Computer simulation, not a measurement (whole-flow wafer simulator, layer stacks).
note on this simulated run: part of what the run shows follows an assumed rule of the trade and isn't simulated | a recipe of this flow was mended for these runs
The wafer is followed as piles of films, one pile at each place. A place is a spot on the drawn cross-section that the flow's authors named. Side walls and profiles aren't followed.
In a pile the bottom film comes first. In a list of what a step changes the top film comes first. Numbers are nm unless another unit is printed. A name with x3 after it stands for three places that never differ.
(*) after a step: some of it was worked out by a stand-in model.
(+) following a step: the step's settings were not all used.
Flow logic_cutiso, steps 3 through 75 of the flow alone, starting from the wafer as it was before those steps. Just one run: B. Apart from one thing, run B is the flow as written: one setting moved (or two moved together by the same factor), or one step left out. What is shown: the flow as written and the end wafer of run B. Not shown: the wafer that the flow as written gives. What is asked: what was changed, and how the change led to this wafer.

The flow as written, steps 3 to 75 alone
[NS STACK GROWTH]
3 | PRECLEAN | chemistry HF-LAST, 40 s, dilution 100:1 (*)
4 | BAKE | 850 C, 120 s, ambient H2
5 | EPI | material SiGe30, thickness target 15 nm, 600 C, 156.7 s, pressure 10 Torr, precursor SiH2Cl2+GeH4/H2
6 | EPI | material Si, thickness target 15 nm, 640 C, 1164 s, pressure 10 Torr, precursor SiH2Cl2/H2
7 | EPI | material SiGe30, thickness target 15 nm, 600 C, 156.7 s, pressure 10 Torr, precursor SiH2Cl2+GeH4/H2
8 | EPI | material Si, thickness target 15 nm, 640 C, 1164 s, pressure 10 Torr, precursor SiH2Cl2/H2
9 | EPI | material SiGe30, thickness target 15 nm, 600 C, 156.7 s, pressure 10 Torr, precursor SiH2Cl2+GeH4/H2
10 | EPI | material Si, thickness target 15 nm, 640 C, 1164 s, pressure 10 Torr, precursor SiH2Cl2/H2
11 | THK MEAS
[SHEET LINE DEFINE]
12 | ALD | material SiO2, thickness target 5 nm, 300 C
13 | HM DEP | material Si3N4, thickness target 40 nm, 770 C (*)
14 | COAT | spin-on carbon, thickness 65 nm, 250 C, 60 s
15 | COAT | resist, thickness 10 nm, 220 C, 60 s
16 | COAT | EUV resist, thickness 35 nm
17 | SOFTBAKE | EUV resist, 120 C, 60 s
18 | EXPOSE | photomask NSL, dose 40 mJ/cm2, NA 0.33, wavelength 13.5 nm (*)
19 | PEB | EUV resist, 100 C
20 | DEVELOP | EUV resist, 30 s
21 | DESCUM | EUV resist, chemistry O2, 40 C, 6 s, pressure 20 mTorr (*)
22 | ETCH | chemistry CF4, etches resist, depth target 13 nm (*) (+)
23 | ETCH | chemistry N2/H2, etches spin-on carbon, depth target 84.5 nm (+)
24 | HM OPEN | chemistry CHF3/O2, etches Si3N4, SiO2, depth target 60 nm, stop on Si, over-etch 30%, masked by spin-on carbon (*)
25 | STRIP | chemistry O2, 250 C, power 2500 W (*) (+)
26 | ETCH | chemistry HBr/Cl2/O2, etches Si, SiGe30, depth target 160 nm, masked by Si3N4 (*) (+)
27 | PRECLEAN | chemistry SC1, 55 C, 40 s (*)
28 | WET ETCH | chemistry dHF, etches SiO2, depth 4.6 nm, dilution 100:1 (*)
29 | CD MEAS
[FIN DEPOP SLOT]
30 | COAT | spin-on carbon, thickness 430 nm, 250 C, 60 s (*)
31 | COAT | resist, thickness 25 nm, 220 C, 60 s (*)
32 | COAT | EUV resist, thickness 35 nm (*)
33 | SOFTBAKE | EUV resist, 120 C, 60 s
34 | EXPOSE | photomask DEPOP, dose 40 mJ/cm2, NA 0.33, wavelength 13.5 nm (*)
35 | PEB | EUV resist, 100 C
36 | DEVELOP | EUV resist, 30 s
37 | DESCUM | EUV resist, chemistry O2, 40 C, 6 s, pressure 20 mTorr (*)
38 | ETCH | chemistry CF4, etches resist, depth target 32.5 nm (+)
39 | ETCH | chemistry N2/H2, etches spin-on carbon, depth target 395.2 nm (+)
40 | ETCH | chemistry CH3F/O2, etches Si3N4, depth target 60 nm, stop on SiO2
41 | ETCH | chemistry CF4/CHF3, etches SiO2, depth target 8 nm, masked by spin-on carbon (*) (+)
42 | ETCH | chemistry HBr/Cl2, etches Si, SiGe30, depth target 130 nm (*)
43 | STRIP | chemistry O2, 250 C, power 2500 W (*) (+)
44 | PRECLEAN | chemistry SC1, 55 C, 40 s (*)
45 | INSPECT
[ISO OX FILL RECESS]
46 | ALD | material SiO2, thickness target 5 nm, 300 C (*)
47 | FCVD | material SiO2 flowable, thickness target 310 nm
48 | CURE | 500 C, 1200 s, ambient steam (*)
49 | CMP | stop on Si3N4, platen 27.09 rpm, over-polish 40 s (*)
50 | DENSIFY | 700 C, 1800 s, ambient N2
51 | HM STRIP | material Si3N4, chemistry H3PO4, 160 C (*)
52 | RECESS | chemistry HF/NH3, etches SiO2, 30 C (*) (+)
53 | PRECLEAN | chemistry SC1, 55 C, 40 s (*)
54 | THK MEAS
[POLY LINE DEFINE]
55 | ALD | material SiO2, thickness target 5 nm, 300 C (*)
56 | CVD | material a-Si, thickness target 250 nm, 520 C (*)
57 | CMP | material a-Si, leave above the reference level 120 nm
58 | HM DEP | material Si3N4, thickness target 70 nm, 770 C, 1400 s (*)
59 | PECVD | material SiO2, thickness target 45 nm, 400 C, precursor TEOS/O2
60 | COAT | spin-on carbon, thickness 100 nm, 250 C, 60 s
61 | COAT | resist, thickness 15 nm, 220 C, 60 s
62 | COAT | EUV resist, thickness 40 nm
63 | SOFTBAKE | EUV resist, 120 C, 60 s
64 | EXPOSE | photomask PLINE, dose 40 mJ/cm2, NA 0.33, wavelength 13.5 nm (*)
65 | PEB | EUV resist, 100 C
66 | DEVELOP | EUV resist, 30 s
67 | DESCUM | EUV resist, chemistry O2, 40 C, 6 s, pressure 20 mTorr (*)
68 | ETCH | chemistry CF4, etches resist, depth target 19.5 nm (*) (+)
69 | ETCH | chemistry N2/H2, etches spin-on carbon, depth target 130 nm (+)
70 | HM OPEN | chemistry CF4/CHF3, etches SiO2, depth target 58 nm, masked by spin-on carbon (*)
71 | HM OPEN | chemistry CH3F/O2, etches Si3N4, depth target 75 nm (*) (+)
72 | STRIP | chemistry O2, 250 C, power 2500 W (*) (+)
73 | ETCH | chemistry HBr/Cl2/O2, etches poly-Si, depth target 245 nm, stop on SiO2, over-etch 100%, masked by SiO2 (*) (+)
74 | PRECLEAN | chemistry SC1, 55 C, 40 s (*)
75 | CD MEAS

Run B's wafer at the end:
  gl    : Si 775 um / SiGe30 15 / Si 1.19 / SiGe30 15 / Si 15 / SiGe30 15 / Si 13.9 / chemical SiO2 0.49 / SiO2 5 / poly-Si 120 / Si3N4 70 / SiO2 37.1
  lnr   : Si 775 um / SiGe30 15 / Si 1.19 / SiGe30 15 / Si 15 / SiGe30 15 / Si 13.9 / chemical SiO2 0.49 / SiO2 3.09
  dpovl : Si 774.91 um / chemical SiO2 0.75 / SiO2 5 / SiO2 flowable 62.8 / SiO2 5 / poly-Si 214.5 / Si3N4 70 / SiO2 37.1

The reason: step 6, EPI: 592 C was run, whereas the flow has 640 C.

How this came from the change, step by step:
  6 | EPI | material Si, thickness target 15 nm, 640 C, 1164 s, pressure 10 Torr, precursor SiH2Cl2/H2
      depop, dpovl, gfld and 19 more: Si gains 1.19 (new film) (as written it would have been: Si gains 15 (new film))
  26 | ETCH | chemistry HBr/Cl2/O2, etches Si, SiGe30, depth target 160 nm, masked by Si3N4 (*) (+)
      dpovl, gfld, gxf, iso, isow, lnri, nsgap: chemical SiO2 loses 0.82 (all of it), Si loses 12 (all of it), SiGe30 loses 15 (all of it), Si loses 15 (all of it), SiGe30 loses 15 (all of it), Si loses 1.19 (all of it), SiGe30 loses 15 (all of it), Si loses 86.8 (as written it would have been: chemical SiO2 loses 0.82 (all of it), Si loses 12 (all of it), SiGe30 loses 15 (all of it), Si loses 15 (all of it), SiGe30 loses 15 (all of it), Si loses 15 (all of it), SiGe30 loses 15 (all of it), Si loses 73)
  42 | ETCH | chemistry HBr/Cl2, etches Si, SiGe30, depth target 130 nm (*)
      depop: Si loses 13.8 (all of it), SiGe30 loses 15 (all of it), Si loses 15 (all of it), SiGe30 loses 15 (all of it), Si loses 1.19 (all of it), SiGe30 loses 15 (all of it), Si loses 55 (as written it would have been: Si loses 13.8 (all of it), SiGe30 loses 15 (all of it), Si loses 15 (all of it), SiGe30 loses 15 (all of it), Si loses 15 (all of it), SiGe30 loses 15 (all of it), Si loses 41.2)
